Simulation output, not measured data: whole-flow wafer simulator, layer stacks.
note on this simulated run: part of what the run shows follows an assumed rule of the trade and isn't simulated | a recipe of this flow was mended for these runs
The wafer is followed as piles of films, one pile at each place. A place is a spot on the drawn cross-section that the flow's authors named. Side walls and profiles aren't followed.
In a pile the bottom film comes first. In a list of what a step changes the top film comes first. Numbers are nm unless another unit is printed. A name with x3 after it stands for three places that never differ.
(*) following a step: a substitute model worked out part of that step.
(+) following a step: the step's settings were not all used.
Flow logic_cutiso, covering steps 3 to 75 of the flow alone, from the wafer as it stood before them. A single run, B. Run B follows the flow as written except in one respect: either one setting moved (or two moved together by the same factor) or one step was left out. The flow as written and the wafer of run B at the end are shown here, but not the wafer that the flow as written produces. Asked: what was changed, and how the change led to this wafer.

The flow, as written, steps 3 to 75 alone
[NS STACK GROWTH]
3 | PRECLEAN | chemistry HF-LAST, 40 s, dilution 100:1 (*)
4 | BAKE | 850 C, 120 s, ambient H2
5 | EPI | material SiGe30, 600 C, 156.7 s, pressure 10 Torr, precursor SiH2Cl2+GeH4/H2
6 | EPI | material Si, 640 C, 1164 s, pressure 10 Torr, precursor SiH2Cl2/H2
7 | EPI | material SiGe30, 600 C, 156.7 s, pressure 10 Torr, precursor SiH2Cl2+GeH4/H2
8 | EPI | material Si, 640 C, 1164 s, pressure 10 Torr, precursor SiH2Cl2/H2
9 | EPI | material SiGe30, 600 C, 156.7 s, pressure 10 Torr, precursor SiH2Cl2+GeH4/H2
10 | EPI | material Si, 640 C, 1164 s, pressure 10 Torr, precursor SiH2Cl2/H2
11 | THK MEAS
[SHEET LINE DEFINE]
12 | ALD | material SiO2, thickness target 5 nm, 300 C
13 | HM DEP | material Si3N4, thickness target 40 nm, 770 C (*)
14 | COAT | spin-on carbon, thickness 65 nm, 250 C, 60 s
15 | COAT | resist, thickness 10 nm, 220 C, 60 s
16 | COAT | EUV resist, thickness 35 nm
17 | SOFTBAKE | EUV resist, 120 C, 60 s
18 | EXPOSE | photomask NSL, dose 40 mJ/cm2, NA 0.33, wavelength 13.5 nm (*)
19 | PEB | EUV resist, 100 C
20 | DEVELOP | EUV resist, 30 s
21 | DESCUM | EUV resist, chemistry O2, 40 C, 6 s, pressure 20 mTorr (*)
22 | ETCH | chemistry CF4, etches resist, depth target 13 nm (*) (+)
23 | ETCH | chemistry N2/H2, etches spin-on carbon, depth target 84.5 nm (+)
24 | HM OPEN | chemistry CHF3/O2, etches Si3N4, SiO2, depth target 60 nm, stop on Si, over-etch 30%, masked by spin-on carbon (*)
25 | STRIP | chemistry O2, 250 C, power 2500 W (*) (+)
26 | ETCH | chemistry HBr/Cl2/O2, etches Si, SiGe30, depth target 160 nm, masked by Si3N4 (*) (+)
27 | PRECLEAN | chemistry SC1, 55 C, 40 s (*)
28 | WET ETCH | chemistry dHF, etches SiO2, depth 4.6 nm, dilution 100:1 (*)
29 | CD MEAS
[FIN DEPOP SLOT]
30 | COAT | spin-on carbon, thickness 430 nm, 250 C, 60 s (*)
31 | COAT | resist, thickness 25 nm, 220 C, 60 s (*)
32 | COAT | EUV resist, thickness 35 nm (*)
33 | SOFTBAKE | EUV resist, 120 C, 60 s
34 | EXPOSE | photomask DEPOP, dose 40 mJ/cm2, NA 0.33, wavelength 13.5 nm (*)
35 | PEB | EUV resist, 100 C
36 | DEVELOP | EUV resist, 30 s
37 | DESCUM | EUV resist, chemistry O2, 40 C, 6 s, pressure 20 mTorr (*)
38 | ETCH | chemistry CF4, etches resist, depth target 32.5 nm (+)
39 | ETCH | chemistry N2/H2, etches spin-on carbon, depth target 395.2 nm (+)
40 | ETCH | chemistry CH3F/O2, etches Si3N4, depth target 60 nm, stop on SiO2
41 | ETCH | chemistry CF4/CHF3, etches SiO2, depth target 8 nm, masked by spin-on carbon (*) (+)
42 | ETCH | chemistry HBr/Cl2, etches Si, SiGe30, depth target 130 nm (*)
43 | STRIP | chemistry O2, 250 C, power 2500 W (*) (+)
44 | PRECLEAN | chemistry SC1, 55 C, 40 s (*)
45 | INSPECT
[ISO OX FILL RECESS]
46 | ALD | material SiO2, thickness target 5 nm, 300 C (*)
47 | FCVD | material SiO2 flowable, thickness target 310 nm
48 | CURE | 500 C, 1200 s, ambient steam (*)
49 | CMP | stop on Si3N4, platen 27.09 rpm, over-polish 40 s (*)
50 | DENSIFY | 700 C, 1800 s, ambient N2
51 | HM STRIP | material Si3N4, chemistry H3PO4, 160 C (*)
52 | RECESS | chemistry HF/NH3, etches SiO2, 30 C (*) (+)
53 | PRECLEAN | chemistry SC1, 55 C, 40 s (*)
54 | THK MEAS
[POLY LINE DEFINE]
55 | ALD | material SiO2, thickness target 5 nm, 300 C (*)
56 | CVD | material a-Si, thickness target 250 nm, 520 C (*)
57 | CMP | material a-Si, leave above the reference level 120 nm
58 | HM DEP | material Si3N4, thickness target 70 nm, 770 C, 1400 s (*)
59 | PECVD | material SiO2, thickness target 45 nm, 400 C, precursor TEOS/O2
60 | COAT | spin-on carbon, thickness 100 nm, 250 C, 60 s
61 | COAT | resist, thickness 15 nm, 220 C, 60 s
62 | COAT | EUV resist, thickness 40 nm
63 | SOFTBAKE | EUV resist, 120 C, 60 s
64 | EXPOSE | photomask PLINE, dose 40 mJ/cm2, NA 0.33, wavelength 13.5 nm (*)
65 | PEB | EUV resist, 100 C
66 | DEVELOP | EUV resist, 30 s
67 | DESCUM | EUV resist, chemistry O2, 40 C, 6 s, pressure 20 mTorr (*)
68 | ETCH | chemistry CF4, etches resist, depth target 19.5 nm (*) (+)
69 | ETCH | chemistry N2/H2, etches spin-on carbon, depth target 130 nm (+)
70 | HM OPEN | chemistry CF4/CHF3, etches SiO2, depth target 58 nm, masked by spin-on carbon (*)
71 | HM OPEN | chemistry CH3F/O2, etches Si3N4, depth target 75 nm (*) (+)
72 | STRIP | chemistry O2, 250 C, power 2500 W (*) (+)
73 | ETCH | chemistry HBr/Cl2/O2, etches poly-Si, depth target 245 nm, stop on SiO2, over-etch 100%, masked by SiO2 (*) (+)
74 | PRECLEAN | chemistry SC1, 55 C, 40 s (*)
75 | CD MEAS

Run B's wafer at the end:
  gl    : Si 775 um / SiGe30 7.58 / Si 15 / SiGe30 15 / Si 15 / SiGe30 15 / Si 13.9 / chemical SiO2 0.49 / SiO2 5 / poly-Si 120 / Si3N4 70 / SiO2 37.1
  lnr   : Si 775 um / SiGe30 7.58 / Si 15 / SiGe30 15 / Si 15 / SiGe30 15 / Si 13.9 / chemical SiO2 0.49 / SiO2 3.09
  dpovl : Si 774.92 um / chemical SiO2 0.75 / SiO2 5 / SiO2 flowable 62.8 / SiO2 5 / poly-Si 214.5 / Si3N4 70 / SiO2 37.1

What caused this: step 5, EPI: 565 C was run, whereas the flow has 600 C.

The path from the change to this, step by step:
  5 | EPI | material SiGe30, 600 C, 156.7 s, pressure 10 Torr, precursor SiH2Cl2+GeH4/H2
      depop, dpovl, gfld and 19 more: SiGe30 gains 7.58 (new film) (it would be, as written: SiGe30 gains 15 (new film))
  26 | ETCH | chemistry HBr/Cl2/O2, etches Si, SiGe30, depth target 160 nm, masked by Si3N4 (*) (+)
      dpovl, gfld, gxf, iso, isow, lnri, nsgap: chemical SiO2 loses 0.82 (all of it), Si loses 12 (all of it), SiGe30 loses 15 (all of it), Si loses 15 (all of it), SiGe30 loses 15 (all of it), Si loses 15 (all of it), SiGe30 loses 7.58 (all of it), Si loses 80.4 (it would be, as written: chemical SiO2 loses 0.82 (all of it), Si loses 12 (all of it), SiGe30 loses 15 (all of it), Si loses 15 (all of it), SiGe30 loses 15 (all of it), Si loses 15 (all of it), SiGe30 loses 15 (all of it), Si loses 73)
  42 | ETCH | chemistry HBr/Cl2, etches Si, SiGe30, depth target 130 nm (*)
      depop: Si loses 13.8 (all of it), SiGe30 loses 15 (all of it), Si loses 15 (all of it), SiGe30 loses 15 (all of it), Si loses 15 (all of it), SiGe30 loses 7.58 (all of it), Si loses 48.6 (it would be, as written: Si loses 13.8 (all of it), SiGe30 loses 15 (all of it), Si loses 15 (all of it), SiGe30 loses 15 (all of it), Si loses 15 (all of it), SiGe30 loses 15 (all of it), Si loses 41.2)
